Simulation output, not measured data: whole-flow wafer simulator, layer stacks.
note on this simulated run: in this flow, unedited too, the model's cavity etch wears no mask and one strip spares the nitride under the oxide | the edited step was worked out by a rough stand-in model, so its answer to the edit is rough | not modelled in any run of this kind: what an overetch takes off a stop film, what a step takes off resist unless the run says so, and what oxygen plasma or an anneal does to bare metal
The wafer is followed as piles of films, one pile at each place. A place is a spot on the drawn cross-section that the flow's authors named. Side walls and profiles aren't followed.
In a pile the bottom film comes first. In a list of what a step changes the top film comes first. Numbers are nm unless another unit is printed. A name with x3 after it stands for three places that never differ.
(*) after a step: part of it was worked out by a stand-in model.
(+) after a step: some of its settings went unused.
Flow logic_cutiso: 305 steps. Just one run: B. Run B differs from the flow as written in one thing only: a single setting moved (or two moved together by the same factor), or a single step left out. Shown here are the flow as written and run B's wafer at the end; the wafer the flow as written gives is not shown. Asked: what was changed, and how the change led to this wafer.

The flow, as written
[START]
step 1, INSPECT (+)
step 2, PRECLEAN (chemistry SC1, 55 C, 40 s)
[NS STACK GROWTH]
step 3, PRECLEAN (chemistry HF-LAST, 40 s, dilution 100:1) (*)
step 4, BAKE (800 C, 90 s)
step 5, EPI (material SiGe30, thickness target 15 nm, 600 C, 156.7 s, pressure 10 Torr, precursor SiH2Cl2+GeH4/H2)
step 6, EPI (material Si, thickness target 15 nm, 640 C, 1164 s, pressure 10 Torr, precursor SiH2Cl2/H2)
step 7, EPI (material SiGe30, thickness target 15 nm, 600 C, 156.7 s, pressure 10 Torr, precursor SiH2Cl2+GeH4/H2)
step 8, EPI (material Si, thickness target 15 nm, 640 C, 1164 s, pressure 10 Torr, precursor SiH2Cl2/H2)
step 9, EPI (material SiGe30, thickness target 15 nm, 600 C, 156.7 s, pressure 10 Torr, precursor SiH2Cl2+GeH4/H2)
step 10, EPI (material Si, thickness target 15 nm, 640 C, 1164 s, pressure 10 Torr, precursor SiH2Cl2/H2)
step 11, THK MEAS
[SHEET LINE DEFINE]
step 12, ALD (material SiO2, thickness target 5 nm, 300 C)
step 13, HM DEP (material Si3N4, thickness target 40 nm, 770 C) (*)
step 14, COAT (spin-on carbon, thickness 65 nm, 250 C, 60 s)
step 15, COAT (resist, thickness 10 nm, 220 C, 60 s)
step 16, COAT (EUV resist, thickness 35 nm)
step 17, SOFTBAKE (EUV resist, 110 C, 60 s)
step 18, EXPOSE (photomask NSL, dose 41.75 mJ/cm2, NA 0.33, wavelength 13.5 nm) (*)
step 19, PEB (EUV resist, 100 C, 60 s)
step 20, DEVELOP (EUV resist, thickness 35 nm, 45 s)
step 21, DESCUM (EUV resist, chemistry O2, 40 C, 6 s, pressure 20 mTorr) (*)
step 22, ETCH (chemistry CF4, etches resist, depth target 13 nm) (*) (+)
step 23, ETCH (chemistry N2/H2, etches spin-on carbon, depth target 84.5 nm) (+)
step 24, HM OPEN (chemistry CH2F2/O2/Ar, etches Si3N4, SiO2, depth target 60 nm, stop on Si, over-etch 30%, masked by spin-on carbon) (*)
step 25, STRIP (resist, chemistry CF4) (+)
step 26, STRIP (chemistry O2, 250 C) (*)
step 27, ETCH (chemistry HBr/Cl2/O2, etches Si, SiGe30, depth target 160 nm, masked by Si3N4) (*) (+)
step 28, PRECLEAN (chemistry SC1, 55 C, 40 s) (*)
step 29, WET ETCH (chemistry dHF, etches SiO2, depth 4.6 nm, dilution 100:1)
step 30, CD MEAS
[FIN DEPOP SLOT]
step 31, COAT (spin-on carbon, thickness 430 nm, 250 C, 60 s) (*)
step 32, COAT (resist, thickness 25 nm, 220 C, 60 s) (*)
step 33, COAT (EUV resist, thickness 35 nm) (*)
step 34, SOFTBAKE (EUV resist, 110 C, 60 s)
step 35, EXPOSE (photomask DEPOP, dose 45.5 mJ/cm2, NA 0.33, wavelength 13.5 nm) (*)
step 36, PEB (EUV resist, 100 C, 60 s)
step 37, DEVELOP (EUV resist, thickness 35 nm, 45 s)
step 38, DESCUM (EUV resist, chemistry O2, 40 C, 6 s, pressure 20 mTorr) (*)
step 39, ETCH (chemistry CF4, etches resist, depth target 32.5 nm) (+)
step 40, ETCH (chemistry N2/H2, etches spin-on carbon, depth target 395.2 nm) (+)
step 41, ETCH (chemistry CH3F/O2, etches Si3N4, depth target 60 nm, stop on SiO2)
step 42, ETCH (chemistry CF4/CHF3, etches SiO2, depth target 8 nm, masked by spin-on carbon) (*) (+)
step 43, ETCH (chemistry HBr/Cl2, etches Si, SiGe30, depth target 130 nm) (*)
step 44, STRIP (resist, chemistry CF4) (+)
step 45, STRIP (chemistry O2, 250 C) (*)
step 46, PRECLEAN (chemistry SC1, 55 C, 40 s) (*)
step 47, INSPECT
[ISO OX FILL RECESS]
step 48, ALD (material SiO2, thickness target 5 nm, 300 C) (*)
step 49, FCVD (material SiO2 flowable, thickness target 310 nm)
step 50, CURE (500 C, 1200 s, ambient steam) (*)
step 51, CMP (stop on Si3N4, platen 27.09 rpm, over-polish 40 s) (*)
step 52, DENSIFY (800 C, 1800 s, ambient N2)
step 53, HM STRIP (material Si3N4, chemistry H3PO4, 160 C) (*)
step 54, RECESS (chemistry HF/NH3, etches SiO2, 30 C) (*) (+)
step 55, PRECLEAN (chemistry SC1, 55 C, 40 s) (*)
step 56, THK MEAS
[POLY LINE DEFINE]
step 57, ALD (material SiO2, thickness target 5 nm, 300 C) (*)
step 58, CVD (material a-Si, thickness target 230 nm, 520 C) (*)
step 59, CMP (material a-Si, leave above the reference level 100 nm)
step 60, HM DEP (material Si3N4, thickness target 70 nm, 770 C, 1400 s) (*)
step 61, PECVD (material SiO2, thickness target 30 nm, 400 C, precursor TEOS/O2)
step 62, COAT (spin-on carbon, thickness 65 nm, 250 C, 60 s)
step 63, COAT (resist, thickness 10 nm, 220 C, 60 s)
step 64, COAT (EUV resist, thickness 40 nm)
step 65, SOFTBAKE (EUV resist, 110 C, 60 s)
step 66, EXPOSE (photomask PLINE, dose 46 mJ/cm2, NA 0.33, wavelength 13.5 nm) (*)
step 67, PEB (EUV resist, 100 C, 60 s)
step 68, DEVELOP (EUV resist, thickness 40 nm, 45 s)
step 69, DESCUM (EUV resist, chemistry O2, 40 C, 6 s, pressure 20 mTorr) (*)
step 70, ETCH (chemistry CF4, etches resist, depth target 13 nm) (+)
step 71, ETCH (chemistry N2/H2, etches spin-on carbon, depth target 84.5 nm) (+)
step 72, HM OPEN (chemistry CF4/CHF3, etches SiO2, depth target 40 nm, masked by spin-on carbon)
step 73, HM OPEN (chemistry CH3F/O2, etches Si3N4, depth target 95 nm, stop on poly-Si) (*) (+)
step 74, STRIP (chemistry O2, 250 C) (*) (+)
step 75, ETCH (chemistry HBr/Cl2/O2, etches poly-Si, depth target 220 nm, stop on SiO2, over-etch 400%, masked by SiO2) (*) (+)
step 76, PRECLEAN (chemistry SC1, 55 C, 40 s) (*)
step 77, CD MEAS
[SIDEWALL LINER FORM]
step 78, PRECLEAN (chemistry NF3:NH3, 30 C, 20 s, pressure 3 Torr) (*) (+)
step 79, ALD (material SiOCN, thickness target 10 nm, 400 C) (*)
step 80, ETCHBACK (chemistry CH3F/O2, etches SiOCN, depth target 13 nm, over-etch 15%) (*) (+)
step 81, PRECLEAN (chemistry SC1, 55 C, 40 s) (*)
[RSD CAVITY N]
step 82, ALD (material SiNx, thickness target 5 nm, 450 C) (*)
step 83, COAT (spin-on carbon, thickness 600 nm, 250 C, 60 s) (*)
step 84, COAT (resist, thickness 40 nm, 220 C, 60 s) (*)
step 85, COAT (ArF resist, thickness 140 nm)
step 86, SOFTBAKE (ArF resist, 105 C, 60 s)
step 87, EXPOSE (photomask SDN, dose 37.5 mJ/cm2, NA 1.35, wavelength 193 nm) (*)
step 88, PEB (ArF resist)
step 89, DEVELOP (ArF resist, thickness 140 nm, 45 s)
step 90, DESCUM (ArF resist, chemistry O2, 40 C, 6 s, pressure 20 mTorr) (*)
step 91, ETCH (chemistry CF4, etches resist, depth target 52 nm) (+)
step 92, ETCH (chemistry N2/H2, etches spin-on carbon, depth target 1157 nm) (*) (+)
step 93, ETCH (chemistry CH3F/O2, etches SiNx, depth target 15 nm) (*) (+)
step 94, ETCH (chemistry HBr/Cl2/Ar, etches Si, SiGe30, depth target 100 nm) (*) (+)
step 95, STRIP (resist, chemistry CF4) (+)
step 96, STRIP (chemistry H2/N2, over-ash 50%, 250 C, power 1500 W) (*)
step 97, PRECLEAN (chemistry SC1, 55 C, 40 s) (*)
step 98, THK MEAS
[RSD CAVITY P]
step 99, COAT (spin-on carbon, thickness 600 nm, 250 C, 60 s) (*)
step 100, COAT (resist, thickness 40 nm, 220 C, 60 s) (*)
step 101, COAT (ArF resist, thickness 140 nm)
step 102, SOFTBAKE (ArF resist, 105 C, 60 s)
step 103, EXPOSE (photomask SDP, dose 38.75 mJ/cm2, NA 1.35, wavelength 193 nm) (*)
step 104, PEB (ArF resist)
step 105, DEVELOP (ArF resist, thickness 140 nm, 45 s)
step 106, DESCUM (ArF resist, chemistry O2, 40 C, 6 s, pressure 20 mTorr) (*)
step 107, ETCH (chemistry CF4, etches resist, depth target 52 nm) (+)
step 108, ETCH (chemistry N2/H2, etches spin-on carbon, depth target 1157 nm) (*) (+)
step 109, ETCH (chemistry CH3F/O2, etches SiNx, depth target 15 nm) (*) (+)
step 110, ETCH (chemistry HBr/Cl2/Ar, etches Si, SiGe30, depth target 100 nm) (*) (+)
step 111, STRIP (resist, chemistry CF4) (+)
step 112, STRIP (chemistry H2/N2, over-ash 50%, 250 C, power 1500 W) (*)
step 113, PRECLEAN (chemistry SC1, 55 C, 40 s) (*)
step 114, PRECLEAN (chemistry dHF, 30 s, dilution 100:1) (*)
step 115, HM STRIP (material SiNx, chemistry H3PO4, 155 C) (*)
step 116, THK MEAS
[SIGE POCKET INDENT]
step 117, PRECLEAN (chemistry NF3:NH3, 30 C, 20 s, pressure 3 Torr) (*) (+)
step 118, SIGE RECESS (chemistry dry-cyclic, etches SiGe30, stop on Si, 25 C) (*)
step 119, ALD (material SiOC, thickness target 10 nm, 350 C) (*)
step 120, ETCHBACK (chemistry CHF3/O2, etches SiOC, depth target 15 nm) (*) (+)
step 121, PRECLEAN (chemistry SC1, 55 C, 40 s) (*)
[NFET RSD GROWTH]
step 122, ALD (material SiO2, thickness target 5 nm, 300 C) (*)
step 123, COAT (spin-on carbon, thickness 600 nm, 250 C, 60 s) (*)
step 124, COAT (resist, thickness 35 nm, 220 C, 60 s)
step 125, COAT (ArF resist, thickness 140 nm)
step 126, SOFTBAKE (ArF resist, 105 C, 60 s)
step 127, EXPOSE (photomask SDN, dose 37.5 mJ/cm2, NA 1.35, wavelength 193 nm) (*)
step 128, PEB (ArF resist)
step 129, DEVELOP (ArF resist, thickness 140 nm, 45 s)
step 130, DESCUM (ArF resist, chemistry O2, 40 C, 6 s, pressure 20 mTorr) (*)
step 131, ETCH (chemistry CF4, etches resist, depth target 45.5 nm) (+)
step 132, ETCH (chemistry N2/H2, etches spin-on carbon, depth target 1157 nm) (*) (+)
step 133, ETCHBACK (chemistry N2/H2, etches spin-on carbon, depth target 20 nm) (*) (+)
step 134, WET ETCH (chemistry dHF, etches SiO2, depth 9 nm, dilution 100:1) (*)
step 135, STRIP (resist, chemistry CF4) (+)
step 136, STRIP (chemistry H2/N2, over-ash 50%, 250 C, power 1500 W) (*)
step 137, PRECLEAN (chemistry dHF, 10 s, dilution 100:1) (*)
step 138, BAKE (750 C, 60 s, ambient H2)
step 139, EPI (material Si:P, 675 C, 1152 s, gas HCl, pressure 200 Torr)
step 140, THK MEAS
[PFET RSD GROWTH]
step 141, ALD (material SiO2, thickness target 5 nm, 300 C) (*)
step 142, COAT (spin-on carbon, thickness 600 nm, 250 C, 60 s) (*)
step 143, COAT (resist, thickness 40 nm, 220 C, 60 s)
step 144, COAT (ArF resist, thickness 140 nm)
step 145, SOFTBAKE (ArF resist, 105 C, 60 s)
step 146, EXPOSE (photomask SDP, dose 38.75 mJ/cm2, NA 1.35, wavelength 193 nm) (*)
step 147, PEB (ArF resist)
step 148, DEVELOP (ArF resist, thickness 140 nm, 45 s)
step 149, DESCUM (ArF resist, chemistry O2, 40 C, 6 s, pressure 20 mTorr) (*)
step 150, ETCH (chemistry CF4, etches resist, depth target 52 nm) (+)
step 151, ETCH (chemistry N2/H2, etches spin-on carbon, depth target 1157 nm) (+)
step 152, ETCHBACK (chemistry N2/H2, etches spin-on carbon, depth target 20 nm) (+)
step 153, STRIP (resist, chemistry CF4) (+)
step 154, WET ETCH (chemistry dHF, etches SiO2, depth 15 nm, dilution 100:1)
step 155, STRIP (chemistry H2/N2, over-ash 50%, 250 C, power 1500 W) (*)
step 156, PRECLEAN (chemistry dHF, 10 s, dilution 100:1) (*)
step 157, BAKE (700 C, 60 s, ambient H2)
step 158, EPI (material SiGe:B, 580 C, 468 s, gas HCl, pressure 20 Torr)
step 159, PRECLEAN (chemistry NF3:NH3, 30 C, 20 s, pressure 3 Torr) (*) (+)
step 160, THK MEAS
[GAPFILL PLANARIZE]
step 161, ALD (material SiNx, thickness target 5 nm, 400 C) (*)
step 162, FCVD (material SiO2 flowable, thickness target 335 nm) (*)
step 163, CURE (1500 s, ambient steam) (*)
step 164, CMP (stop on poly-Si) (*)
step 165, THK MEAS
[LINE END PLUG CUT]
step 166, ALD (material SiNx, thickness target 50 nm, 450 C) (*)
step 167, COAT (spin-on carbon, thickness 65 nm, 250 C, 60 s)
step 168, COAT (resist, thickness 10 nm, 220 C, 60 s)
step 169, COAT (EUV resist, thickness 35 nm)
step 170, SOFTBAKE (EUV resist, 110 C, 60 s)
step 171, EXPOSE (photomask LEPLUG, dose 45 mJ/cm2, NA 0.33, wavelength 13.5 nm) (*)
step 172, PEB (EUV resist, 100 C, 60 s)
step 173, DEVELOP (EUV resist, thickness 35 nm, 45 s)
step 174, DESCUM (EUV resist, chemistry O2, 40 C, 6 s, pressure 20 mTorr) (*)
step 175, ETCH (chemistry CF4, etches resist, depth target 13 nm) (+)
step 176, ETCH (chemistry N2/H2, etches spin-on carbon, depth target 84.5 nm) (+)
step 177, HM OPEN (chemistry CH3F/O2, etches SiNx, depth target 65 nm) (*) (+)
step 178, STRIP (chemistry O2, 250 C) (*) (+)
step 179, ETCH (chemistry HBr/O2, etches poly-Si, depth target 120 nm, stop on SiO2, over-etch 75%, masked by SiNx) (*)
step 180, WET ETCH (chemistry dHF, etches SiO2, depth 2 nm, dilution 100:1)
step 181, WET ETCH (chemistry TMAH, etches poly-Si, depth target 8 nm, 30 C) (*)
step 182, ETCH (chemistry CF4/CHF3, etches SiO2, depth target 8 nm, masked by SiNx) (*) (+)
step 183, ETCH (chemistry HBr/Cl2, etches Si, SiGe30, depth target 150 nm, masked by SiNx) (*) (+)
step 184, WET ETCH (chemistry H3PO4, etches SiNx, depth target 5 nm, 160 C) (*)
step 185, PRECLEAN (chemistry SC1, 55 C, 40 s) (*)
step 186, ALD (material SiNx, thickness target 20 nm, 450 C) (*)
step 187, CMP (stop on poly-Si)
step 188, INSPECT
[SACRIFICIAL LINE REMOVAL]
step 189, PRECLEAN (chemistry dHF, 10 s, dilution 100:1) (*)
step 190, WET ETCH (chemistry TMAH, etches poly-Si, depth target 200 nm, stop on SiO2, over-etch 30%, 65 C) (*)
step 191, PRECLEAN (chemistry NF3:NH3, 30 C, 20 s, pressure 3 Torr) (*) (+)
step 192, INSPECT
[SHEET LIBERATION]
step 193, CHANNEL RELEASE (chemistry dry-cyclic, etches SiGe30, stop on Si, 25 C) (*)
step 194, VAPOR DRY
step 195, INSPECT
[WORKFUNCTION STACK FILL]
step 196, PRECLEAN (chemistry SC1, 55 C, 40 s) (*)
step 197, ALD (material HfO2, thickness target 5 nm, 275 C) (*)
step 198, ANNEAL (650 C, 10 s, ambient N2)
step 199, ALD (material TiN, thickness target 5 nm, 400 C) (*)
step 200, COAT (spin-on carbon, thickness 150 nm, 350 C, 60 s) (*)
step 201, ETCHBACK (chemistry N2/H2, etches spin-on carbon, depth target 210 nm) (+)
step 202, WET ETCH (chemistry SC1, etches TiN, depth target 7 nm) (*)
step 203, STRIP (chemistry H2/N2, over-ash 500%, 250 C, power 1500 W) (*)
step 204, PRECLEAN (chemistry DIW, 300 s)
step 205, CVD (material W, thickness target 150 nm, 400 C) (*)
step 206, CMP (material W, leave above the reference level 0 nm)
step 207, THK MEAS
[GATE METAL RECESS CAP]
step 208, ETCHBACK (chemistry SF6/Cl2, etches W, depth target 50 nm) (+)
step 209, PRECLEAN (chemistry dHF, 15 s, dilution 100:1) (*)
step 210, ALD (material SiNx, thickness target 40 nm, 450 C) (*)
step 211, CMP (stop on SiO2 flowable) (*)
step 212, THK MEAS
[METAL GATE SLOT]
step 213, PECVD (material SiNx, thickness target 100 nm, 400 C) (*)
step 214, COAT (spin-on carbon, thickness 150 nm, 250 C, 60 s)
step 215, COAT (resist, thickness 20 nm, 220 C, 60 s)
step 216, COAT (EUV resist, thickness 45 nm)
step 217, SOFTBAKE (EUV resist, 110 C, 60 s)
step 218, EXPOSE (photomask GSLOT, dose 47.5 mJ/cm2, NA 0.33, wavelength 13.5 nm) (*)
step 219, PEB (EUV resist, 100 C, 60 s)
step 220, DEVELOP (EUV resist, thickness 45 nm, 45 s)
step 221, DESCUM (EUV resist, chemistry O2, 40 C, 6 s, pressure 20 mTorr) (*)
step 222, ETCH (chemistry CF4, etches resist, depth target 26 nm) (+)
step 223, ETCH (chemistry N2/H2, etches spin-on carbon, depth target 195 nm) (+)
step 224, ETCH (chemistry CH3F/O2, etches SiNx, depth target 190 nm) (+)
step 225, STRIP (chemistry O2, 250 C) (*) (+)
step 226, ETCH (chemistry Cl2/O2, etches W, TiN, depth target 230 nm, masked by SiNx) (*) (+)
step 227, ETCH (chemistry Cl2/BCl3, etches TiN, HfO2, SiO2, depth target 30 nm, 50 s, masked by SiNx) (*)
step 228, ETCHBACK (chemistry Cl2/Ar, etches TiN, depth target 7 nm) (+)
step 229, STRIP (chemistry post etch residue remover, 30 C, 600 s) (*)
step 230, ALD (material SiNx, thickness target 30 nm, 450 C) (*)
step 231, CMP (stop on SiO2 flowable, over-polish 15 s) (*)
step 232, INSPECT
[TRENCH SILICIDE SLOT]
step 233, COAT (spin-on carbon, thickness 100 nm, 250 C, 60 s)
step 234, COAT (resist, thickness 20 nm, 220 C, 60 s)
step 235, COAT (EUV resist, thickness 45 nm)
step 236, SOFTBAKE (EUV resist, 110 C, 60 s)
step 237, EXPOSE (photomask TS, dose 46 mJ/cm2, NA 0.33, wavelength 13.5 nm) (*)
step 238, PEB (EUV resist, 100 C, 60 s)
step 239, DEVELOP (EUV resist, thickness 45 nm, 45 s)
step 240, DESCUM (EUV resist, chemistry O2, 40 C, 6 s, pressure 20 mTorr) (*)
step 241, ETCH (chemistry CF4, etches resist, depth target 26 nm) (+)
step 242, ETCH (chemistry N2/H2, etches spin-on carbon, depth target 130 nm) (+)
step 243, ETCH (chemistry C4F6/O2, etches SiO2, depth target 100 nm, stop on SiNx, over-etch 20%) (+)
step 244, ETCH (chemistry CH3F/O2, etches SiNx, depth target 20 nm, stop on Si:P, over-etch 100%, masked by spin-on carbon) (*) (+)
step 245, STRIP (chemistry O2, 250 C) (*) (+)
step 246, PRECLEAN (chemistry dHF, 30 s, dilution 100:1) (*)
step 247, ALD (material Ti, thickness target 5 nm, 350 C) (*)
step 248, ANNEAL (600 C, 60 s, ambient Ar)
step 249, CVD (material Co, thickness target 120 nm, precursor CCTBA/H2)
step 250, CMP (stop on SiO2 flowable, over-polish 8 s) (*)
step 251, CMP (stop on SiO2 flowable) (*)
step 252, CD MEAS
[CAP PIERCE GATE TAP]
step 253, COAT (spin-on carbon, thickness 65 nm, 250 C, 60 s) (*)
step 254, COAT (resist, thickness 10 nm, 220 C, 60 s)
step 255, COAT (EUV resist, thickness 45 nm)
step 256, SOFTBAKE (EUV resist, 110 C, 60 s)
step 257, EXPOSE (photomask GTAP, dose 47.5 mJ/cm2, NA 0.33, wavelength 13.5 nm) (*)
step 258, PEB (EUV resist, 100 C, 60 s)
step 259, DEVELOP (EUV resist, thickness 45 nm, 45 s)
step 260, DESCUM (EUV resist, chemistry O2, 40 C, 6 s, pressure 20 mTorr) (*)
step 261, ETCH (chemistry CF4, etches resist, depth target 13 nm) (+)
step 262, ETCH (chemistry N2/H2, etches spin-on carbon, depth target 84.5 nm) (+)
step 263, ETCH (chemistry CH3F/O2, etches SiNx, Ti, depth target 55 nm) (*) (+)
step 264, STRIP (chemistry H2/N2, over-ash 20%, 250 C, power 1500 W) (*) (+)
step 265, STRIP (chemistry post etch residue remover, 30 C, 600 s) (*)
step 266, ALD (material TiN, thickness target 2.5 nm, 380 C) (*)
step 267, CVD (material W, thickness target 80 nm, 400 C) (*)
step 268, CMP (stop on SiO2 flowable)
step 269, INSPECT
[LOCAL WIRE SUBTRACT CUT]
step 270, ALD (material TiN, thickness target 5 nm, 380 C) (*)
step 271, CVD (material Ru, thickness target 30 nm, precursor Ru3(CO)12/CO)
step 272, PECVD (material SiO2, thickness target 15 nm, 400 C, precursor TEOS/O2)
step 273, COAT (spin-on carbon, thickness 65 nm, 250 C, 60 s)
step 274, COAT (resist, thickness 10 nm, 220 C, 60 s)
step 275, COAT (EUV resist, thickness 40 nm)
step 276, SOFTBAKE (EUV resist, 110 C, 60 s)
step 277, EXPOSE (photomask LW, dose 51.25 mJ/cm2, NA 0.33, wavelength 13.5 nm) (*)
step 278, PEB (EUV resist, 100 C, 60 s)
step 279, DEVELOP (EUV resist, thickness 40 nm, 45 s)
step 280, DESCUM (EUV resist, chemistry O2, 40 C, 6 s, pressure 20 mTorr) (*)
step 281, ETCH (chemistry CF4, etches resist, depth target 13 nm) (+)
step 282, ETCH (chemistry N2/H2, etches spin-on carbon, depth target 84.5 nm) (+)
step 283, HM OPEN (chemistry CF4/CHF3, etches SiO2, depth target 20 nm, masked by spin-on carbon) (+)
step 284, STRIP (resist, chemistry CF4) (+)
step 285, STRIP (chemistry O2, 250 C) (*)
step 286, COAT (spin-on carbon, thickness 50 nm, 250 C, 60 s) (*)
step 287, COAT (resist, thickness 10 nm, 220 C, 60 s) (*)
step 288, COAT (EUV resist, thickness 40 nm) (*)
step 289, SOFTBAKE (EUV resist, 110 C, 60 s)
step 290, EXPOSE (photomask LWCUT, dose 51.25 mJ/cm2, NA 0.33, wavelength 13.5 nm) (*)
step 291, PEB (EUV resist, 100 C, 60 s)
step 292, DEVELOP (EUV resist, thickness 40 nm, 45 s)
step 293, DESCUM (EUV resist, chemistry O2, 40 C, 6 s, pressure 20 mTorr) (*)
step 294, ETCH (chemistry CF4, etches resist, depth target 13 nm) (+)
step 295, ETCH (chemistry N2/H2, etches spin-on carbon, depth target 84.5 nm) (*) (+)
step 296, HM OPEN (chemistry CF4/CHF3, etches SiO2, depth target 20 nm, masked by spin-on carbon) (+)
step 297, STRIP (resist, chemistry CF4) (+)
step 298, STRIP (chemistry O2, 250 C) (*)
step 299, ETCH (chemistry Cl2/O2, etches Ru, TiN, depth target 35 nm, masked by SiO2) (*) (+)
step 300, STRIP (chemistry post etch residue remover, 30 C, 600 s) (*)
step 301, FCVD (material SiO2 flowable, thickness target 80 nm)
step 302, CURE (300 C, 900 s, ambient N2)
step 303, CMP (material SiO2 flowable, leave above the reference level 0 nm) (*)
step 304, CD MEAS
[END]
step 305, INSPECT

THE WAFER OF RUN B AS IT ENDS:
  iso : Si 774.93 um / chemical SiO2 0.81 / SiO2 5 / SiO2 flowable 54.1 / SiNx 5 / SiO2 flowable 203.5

What caused this: step 120, ETCHBACK: depth target 12.8 nm was run, while the flow as written has depth target 15 nm.

The path from the change to this, step by step:
  step 120, ETCHBACK (chemistry CHF3/O2, etches SiOC, depth target 15 nm) (*) (+)
      gl, tap: -10 SiOC (all of it), -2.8 SiO2 (in the flow as written it would be: -10 SiOC (all of it), -4.21 SiO2 (all of it), -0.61 Si3N4)
      glp: -10 SiOC (all of it), -2.8 SiO2 (in the flow as written it would be: -10 SiOC (all of it), -4.25 SiO2 (all of it), -0.58 Si3N4)
      (as well as at 15 more places)
  step 122, ALD (material SiO2, thickness target 5 nm, 300 C) (*)
      gl, glp, tap: +5 SiO2 (in the flow as written it would be: +5 SiO2 (new film))
      gxn: +5 SiO2 (in the flow as written it would be: +6.76 SiO2 (new film))
      (as well as at 1 more place)
  step 132, ETCH (chemistry N2/H2, etches spin-on carbon, depth target 1157 nm) (*) (+)
      gl, tap: -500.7 spin-on carbon (all of it), -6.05 SiO2 (in the flow as written it would be: -501.7 spin-on carbon (all of it), -5 SiO2 (all of it), -0.5 Si3N4)
  step 133, ETCHBACK (chemistry N2/H2, etches spin-on carbon, depth target 20 nm) (*) (+)
      gxn: -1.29 SiO2 (all of it) (in the flow as written it would be: -0.7 SiO2 (all of it), -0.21 Si3N4)
  step 141, ALD (material SiO2, thickness target 5 nm, 300 C) (*)
      gxn: +10.9 SiO2 (new film) (in the flow as written it would be: +10.1 SiO2 (new film))
  step 153, STRIP (resist, chemistry CF4) (+)
      glp: -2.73 SiO2 (all of it) (in the flow as written it would be: -1.36 SiO2 (all of it))
      gxp: -3.67 SiO2 (all of it) (in the flow as written it would be: -3.06 SiO2 (all of it))
  step 161, ALD (material SiNx, thickness target 5 nm, 400 C) (*)
      gxp: +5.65 SiNx (new film) (in the flow as written it would be: +5 SiNx (new film))
  step 164, CMP (stop on poly-Si) (*)
      depop, dpovl, isow, ns, nsgap: -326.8 SiO2 flowable (all of it), -5 SiNx (all of it), -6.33 SiO2 (all of it), -70 Si3N4 (all of it) (in the flow as written it would be: -326.8 SiO2 flowable (all of it), -5 SiNx (all of it), -4.13 SiO2 (all of it), -70 Si3N4 (all of it))
      gfld, gxf, plug: -250.9 SiO2 flowable (all of it), -5 SiNx (all of it), -6.33 SiO2 (all of it), -70 Si3N4 (all of it) (in the flow as written it would be: -251.9 SiO2 flowable (all of it), -5 SiNx (all of it), -4.13 SiO2 (all of it), -70 Si3N4 (all of it))
      (as well as at 4 more places)
